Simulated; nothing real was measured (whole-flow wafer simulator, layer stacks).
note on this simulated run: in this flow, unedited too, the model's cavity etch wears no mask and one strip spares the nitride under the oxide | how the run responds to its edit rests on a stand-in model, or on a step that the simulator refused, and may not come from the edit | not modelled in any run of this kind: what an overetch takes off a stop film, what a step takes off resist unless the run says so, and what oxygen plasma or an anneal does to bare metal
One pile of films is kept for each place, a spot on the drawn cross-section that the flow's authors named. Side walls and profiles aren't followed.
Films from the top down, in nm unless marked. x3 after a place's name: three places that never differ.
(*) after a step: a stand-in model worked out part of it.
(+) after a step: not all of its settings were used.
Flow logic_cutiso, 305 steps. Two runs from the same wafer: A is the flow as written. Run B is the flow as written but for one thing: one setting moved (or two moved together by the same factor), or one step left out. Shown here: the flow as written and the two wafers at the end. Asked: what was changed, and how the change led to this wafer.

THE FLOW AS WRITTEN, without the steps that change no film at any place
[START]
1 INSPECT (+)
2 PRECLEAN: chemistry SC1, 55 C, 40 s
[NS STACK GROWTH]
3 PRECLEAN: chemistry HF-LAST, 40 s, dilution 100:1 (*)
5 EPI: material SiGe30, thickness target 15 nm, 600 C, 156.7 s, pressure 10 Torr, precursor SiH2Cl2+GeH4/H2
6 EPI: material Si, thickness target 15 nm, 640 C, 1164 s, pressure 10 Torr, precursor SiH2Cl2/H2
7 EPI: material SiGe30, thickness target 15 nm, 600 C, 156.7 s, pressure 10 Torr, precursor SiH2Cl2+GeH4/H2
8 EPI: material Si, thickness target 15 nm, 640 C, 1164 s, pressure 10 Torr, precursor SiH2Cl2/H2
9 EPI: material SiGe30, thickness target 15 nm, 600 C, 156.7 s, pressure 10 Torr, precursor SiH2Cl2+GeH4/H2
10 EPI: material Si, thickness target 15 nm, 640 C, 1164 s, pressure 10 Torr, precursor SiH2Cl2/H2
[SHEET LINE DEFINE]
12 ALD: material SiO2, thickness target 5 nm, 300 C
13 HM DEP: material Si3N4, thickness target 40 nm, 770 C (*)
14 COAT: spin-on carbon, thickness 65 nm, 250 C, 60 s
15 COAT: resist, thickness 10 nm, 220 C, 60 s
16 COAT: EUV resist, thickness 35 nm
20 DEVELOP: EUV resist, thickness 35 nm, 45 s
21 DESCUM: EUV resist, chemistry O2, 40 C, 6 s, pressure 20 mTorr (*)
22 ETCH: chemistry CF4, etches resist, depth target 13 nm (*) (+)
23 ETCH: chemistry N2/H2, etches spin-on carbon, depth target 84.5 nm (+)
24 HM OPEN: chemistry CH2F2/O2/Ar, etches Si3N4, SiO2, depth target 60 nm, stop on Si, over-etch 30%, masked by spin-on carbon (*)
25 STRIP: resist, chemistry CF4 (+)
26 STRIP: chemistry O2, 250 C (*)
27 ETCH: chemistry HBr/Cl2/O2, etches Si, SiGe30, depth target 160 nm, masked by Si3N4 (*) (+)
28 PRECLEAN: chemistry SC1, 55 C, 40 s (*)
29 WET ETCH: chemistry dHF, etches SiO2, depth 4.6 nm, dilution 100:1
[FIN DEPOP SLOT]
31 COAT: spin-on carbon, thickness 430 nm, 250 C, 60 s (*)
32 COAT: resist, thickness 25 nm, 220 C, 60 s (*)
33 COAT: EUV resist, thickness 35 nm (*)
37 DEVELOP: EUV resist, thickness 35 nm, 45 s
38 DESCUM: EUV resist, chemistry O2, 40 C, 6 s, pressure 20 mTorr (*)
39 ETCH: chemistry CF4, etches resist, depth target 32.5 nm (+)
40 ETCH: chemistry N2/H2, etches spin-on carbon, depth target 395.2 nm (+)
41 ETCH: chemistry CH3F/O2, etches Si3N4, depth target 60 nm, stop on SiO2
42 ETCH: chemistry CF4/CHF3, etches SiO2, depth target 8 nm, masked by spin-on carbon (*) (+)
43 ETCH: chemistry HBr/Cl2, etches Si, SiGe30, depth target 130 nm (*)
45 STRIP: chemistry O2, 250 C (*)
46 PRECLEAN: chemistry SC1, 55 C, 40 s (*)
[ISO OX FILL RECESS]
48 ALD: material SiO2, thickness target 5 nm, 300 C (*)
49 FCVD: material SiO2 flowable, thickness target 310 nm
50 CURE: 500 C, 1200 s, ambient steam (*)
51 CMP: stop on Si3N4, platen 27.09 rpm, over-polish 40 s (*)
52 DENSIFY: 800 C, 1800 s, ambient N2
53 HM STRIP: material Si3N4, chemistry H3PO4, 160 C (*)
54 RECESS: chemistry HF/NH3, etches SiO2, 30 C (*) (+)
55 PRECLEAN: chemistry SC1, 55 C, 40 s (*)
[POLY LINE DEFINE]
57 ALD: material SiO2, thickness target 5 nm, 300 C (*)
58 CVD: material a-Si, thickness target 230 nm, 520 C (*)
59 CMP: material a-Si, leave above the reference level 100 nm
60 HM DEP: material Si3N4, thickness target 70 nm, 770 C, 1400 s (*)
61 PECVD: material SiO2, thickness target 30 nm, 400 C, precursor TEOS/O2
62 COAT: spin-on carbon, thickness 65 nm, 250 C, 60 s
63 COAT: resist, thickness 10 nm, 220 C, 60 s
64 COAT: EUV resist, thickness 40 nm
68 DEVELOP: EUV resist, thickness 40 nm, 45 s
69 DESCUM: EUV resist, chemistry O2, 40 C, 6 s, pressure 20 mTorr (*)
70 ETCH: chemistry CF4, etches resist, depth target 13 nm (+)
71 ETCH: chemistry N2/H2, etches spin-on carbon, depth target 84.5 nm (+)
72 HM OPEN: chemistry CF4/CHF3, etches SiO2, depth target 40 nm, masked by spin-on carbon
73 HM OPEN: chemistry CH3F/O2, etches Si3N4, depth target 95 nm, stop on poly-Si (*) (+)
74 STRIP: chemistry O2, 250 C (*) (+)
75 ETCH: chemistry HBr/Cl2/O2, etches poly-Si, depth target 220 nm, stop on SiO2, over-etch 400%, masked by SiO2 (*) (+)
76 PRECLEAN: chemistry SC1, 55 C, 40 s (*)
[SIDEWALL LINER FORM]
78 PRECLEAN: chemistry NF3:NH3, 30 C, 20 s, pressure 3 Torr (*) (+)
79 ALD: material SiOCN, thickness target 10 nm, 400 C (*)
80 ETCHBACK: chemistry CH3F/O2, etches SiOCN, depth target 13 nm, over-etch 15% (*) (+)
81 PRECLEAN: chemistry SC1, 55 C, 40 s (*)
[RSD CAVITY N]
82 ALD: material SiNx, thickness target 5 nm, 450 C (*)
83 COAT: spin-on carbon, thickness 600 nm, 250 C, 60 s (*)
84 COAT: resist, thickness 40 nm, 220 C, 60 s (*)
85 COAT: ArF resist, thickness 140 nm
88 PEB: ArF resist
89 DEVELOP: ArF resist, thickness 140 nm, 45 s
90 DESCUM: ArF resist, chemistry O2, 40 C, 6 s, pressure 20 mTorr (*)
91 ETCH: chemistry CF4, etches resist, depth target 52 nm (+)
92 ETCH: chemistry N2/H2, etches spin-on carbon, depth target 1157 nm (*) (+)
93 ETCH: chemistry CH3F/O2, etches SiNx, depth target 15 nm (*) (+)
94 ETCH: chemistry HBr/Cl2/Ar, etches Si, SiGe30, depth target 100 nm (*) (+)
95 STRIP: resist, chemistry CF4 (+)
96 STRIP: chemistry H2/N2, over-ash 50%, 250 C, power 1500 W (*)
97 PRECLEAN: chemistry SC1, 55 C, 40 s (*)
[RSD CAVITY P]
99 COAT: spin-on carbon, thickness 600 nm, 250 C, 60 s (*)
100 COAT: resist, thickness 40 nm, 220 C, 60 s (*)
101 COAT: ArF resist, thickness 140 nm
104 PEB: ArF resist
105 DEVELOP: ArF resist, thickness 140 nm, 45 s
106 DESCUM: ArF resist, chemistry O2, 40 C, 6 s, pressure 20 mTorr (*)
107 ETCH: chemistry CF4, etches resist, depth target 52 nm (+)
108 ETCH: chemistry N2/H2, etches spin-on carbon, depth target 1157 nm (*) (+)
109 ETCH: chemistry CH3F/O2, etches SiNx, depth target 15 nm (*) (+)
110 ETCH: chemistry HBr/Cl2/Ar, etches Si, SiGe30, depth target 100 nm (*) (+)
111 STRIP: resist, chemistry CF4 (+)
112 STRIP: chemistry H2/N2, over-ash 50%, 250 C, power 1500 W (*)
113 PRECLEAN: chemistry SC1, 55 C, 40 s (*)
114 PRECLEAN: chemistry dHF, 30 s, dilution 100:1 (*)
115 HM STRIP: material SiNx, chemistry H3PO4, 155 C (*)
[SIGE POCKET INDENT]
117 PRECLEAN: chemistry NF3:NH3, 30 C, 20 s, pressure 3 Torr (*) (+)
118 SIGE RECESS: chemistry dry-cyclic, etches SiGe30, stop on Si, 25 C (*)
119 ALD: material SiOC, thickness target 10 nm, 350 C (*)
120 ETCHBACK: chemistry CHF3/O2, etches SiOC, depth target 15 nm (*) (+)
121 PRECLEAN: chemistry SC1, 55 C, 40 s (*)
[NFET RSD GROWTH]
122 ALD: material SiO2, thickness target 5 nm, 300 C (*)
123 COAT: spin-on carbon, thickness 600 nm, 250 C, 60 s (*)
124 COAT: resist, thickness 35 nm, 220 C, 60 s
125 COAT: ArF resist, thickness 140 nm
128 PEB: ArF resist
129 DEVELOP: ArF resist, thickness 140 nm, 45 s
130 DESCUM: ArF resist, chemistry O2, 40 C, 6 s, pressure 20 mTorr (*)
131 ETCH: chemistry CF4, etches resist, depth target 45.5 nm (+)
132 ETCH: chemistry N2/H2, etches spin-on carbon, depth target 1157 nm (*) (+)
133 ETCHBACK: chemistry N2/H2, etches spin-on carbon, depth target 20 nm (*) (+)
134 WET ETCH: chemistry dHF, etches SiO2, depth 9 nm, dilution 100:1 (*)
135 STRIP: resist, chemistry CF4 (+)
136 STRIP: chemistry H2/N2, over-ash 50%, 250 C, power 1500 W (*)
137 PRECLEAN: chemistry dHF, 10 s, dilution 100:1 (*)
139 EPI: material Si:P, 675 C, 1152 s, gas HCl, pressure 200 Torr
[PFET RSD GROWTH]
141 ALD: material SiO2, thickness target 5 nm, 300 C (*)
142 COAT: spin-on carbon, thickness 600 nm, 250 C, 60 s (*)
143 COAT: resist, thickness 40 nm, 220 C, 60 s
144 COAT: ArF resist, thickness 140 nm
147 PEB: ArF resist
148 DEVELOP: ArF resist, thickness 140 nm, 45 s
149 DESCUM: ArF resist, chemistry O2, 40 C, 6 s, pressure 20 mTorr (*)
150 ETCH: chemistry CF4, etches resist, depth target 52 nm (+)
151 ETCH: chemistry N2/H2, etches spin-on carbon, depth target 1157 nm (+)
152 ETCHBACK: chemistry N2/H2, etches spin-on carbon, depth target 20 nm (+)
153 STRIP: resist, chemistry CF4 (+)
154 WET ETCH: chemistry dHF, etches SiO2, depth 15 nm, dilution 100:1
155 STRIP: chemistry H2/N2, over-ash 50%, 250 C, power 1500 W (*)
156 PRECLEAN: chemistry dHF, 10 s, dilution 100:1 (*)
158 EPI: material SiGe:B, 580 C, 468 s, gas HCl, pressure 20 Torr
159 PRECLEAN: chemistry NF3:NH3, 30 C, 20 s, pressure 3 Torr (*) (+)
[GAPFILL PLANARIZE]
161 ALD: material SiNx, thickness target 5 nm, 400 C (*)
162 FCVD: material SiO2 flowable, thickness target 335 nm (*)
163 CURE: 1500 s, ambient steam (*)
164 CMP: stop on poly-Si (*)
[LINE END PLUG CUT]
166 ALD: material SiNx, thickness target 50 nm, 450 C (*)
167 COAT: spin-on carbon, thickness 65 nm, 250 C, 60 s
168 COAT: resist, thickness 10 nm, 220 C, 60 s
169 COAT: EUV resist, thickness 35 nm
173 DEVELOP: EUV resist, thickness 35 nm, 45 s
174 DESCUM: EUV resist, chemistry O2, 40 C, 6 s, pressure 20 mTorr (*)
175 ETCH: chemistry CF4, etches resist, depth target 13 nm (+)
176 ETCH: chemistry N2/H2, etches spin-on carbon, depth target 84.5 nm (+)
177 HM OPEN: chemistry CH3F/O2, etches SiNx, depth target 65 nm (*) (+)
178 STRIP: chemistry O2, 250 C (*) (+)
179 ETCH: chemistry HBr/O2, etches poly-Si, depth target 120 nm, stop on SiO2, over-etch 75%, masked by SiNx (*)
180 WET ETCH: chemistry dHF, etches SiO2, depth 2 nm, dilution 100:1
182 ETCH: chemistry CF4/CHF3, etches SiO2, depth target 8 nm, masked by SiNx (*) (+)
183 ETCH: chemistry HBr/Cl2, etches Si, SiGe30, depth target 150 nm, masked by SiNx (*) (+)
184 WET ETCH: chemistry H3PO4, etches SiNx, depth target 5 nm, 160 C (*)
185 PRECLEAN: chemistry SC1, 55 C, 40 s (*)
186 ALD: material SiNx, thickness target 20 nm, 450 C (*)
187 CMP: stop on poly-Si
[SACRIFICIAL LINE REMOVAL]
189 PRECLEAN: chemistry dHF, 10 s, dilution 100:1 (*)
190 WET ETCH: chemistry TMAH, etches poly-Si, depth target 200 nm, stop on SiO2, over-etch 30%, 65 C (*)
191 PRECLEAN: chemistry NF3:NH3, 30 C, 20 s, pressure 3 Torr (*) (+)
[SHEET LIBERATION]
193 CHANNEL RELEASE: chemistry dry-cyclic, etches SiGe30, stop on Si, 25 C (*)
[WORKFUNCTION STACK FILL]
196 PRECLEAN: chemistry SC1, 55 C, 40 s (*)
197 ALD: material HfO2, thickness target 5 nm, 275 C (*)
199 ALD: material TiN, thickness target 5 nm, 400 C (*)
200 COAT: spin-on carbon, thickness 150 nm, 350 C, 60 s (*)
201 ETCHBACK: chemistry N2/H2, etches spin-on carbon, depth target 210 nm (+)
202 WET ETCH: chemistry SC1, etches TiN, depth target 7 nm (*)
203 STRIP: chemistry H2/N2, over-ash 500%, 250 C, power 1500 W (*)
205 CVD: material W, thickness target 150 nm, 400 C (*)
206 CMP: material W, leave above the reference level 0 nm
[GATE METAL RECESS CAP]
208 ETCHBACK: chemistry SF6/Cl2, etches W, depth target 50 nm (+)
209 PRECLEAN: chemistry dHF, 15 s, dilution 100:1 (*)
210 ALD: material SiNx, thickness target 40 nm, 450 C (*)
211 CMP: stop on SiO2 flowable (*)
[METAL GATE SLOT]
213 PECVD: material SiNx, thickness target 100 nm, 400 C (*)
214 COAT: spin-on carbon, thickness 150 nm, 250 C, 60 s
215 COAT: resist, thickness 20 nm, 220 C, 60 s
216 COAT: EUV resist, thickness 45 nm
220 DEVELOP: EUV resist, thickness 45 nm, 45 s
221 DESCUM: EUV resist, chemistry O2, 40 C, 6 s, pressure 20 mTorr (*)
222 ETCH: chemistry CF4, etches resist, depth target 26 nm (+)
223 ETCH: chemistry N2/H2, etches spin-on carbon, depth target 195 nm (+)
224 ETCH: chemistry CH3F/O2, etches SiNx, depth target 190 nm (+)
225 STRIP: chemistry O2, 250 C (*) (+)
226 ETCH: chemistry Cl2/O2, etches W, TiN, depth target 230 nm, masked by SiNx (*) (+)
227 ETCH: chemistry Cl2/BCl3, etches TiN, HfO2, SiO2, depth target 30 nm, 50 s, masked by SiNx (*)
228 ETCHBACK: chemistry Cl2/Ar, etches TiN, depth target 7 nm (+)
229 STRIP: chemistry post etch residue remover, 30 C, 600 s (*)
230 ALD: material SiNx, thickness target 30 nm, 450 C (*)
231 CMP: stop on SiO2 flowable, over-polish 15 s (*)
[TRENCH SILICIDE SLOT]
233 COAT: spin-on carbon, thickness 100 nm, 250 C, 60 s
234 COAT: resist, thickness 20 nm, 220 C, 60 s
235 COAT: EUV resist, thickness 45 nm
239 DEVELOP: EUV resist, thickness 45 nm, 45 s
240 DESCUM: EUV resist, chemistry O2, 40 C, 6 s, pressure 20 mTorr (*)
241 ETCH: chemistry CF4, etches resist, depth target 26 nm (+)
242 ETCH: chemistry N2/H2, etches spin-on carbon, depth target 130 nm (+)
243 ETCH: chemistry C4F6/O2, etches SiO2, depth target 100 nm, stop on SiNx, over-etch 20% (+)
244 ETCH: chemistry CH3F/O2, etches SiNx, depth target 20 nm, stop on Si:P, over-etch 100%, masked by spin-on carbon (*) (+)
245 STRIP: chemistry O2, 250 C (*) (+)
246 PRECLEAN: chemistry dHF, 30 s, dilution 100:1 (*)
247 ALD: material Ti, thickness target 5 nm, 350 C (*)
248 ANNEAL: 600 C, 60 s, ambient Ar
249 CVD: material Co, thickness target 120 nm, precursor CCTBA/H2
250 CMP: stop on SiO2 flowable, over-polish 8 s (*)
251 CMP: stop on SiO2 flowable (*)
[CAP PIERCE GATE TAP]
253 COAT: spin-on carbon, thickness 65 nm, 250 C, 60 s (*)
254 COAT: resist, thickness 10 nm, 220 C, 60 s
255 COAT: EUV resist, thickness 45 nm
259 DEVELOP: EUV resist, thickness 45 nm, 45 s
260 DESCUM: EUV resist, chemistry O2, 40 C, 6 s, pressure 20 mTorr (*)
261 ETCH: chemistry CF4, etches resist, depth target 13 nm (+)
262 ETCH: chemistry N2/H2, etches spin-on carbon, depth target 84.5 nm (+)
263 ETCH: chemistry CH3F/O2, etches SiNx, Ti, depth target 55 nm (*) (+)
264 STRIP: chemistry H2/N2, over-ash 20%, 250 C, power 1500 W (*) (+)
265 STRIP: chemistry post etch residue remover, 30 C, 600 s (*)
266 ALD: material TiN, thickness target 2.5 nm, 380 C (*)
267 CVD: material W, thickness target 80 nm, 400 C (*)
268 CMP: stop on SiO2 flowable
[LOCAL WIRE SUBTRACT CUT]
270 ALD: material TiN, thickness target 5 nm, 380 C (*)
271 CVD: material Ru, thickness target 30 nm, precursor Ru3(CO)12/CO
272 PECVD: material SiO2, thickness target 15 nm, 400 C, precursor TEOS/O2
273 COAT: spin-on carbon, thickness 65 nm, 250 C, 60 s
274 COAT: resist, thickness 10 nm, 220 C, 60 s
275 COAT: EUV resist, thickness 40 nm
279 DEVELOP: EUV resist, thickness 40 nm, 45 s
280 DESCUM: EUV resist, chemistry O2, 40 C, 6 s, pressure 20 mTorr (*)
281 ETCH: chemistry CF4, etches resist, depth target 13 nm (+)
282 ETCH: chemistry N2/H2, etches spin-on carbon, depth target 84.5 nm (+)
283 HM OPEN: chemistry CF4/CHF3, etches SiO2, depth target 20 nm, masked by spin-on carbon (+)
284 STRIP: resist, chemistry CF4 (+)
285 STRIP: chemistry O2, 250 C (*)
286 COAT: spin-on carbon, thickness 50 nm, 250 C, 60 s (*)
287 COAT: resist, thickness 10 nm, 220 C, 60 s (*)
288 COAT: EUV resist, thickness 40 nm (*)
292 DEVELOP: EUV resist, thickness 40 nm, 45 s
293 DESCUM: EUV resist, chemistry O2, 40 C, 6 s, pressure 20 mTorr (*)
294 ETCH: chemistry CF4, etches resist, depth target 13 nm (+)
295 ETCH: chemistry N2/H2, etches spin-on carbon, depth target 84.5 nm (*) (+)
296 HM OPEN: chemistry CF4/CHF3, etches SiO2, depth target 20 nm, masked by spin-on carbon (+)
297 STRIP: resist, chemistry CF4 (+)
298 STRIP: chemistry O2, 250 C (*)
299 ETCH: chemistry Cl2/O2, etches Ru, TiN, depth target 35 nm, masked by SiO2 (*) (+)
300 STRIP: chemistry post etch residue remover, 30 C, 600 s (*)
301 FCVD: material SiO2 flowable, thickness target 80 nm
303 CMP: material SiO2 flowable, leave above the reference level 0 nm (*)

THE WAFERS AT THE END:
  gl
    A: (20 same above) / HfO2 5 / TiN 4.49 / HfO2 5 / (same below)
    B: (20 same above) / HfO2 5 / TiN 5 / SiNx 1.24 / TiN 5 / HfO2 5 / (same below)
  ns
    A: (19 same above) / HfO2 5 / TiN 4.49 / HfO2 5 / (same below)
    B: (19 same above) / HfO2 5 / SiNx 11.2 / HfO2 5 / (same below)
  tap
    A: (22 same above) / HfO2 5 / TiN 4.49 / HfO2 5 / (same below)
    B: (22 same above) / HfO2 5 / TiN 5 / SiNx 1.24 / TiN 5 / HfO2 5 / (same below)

The cause: step 5, EPI: 227.2 s was run, where the flow has 156.7 s.

How the change led to this, step by step:
  5 EPI: material SiGe30, thickness target 15 nm, 600 C, 156.7 s, pressure 10 Torr, precursor SiH2Cl2+GeH4/H2
      depop, dpovl, gfld and 19 more: A SiGe30 +15 (new film) | B SiGe30 +21.8 (new film)
  27 ETCH: chemistry HBr/Cl2/O2, etches Si, SiGe30, depth target 160 nm, masked by Si3N4 (*) (+)
      gfld, gxf, iso, lnri: A chemical SiO2 -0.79 (all of it), Si -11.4 (all of it), SiGe30 -15 (all of it), Si -15 (all of it), SiGe30 -15 (all of it), Si -15 (all of it), SiGe30 -15 (all of it), Si -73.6 | B chemical SiO2 -0.79 (all of it), Si -11.4 (all of it), SiGe30 -15 (all of it), Si -15 (all of it), SiGe30 -15 (all of it), Si -15 (all of it), SiGe30 -21.8 (all of it), Si -66.9
      dpovl, nsgap: A chemical SiO2 -0.79 (all of it), Si -11.8 (all of it), SiGe30 -15 (all of it), Si -15 (all of it), SiGe30 -15 (all of it), Si -15 (all of it), SiGe30 -15 (all of it), Si -73.2 | B chemical SiO2 -0.79 (all of it), Si -11.8 (all of it), SiGe30 -15 (all of it), Si -15 (all of it), SiGe30 -15 (all of it), Si -15 (all of it), SiGe30 -21.8 (all of it), Si -66.5
      (and at 1 more place)
  43 ETCH: chemistry HBr/Cl2, etches Si, SiGe30, depth target 130 nm (*)
      depop: A Si -14 (all of it), SiGe30 -15 (all of it), Si -15 (all of it), SiGe30 -15 (all of it), Si -15 (all of it), SiGe30 -15 (all of it), Si -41 | B Si -14 (all of it), SiGe30 -15 (all of it), Si -15 (all of it), SiGe30 -15 (all of it), Si -15 (all of it), SiGe30 -21.8 (all of it), Si -34.2
  94 ETCH: chemistry HBr/Cl2/Ar, etches Si, SiGe30, depth target 100 nm (*) (+)
      rsdn, rsdx: A chemical SiO2 -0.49 (all of it), Si -12.8 (all of it), SiGe30 -15 (all of it), Si -15 (all of it), SiGe30 -15 (all of it), Si -15 (all of it), SiGe30 -15 (all of it), Si -12.2 | B chemical SiO2 -0.49 (all of it), Si -12.8 (all of it), SiGe30 -15 (all of it), Si -15 (all of it), SiGe30 -15 (all of it), Si -15 (all of it), SiGe30 -21.8 (all of it), Si -5.41
  110 ETCH: chemistry HBr/Cl2/Ar, etches Si, SiGe30, depth target 100 nm (*) (+)
      rsdp, rsdw: A chemical SiO2 -0.49 (all of it), Si -12.8 (all of it), SiGe30 -15 (all of it), Si -15 (all of it), SiGe30 -15 (all of it), Si -15 (all of it), SiGe30 -15 (all of it), Si -12.2 | B chemical SiO2 -0.49 (all of it), Si -12.8 (all of it), SiGe30 -15 (all of it), Si -15 (all of it), SiGe30 -15 (all of it), Si -15 (all of it), SiGe30 -21.8 (all of it), Si -5.41
  118 SIGE RECESS: chemistry dry-cyclic, etches SiGe30, stop on Si, 25 C (*)
      lnr, lnrp, lnrt: A SiOCN -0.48, Si -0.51, cavity +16 (new film), SiGe30 -15 (all of it), Si -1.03, cavity +16 (new film), SiGe30 -15 (all of it), Si -1.03, cavity +16 (new film), SiGe30 -15 (all of it), Si -0.51 | B SiOCN -0.48, Si -0.51, cavity +16 (new film), SiGe30 -15 (all of it), Si -1.03, cavity +16 (new film), SiGe30 -15 (all of it), Si -1.03, cavity +22.8 (new film), SiGe30 -21.8 (all of it), Si -0.51
  119 ALD: material SiOC, thickness target 10 nm, 350 C (*)
      lnr, lnrp, lnrt: A SiOC +10 (new film), SiOC +16 (new film), cavity -16 (all of it), SiOC +16 (new film), cavity -16 (all of it), SiOC +16 (new film), cavity -16 (all of it) | B SiOC +10 (new film), SiOC +16 (new film), cavity -16 (all of it), SiOC +16 (new film), cavity -16 (all of it), SiOC +22.8 (new film), cavity -22.8 (all of it)
  183 ETCH: chemistry HBr/Cl2, etches Si, SiGe30, depth target 150 nm, masked by SiNx (*) (+)
      plug: A Si -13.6 (all of it), SiGe30 -15 (all of it), Si -15 (all of it), SiGe30 -15 (all of it), Si -15 (all of it), SiGe30 -15 (all of it), Si -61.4 | B Si -13.6 (all of it), SiGe30 -15 (all of it), Si -15 (all of it), SiGe30 -15 (all of it), Si -15 (all of it), SiGe30 -21.8 (all of it), Si -54.7
  193 CHANNEL RELEASE: chemistry dry-cyclic, etches SiGe30, stop on Si, 25 C (*)
      gl, glp, gxn, gxp, ns, tap: A chemical SiO2 +0.8 (new film), Si -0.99, chemical SiO2 +0.8 (new film), cavity +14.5 (new film), chemical SiO2 +0.8 (new film), SiGe30 -15 (all of it), Si -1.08, chemical SiO2 +0.8 (new film), cavity +14.5 (new film), chemical SiO2 +0.8 (new film), SiGe30 -15 (all of it), Si -1.08, chemical SiO2 +0.8 (new film), cavity +14.5 (new film), chemical SiO2 +0.8 (new film), SiGe30 -15 (all of it), Si -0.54 | B chemical SiO2 +0.8 (new film), Si -0.99, chemical SiO2 +0.8 (new film), cavity +14.5 (new film), chemical SiO2 +0.8 (new film), SiGe30 -15 (all of it), Si -1.08, chemical SiO2 +0.8 (new film), cavity +14.5 (new film), chemical SiO2 +0.8 (new film), SiGe30 -15 (all of it), Si -1.08, chemical SiO2 +0.8 (new film), cavity +21.2 (new film), chemical SiO2 +0.8 (new film), SiGe30 -21.8 (all of it), Si -0.54
  199 ALD: material TiN, thickness target 5 nm, 400 C (*)
      gl, glp, tap: A TiN +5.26 (new film), TiN +4.49 (new film), cavity -4.49 (all of it), TiN +4.49 (new film), cavity -4.49 (all of it), TiN +4.49 (new film), cavity -4.49 (all of it) | B TiN +5.26 (new film), TiN +4.49 (new film), cavity -4.49 (all of it), TiN +4.49 (new film), cavity -4.49 (all of it), TiN +5 (new film), cavity -10, TiN +5 (new film)
      gxn, gxp, ns: A TiN +5 (new film), TiN +4.49 (new film), cavity -4.49 (all of it), TiN +4.49 (new film), cavity -4.49 (all of it), TiN +4.49 (new film), cavity -4.49 (all of it) | B TiN +5 (new film), TiN +4.49 (new film), cavity -4.49 (all of it), TiN +4.49 (new film), cavity -4.49 (all of it), TiN +5 (new film), cavity -10, TiN +5 (new film)
  202 WET ETCH: chemistry SC1, etches TiN, depth target 7 nm (*)
      ns: A TiN -5 (all of it) | B TiN -5 (all of it), TiN -5 (all of it), cavity +10, TiN -5 (all of it)
  210 ALD: material SiNx, thickness target 40 nm, 450 C (*)
      gl, glp, gxn, gxp, tap: A SiNx +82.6 (new film) | B SiNx +82.6 (new film), SiNx +1.24 (new film), cavity -1.24 (all of it)
      ns: A SiNx +40 (new film) | B SiNx +40 (new film), SiNx +11.2 (new film), cavity -11.2 (all of it)
Counting metal films that touch as one body, gl has 5 bodies (between them, from the top down: HfO2 5 / chemical SiO2 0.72 / Si 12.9 / chemical SiO2 0.8 / HfO2 5; HfO2 5 / chemical SiO2 0.8 / Si 13.9 / chemical SiO2 0.8 / HfO2 5; HfO2 5 / chemical SiO2 0.8 / Si 13.9 / chemical SiO2 0.8 / HfO2 5; SiNx 1.24); the flow as written gives 4 bodies (between them, from the top down: HfO2 5 / chemical SiO2 0.72 / Si 12.9 / chemical SiO2 0.8 / HfO2 5; HfO2 5 / chemical SiO2 0.8 / Si 13.9 / chemical SiO2 0.8 / HfO2 5; HfO2 5 / chemical SiO2 0.8 / Si 13.9 / chemical SiO2 0.8 / HfO2 5).
Counting metal films that touch as one body, ns has 3 bodies (between them, from the top down: HfO2 5 / chemical SiO2 0.72 / Si 12.9 / chemical SiO2 0.8 / HfO2 5; HfO2 5 / chemical SiO2 0.8 / Si 13.9 / chemical SiO2 0.8 / HfO2 5); the flow as written gives 4 bodies (between them, from the top down: HfO2 5 / chemical SiO2 0.72 / Si 12.9 / chemical SiO2 0.8 / HfO2 5; HfO2 5 / chemical SiO2 0.8 / Si 13.9 / chemical SiO2 0.8 / HfO2 5; HfO2 5 / chemical SiO2 0.8 / Si 13.9 / chemical SiO2 0.8 / HfO2 5).
Counting metal films that touch as one body, tap has 5 bodies (between them, from the top down: HfO2 5 / chemical SiO2 0.72 / Si 12.9 / chemical SiO2 0.8 / HfO2 5; HfO2 5 / chemical SiO2 0.8 / Si 13.9 / chemical SiO2 0.8 / HfO2 5; HfO2 5 / chemical SiO2 0.8 / Si 13.9 / chemical SiO2 0.8 / HfO2 5; SiNx 1.24); the flow as written gives 4 bodies (between them, from the top down: HfO2 5 / chemical SiO2 0.72 / Si 12.9 / chemical SiO2 0.8 / HfO2 5; HfO2 5 / chemical SiO2 0.8 / Si 13.9 / chemical SiO2 0.8 / HfO2 5; HfO2 5 / chemical SiO2 0.8 / Si 13.9 / chemical SiO2 0.8 / HfO2 5).
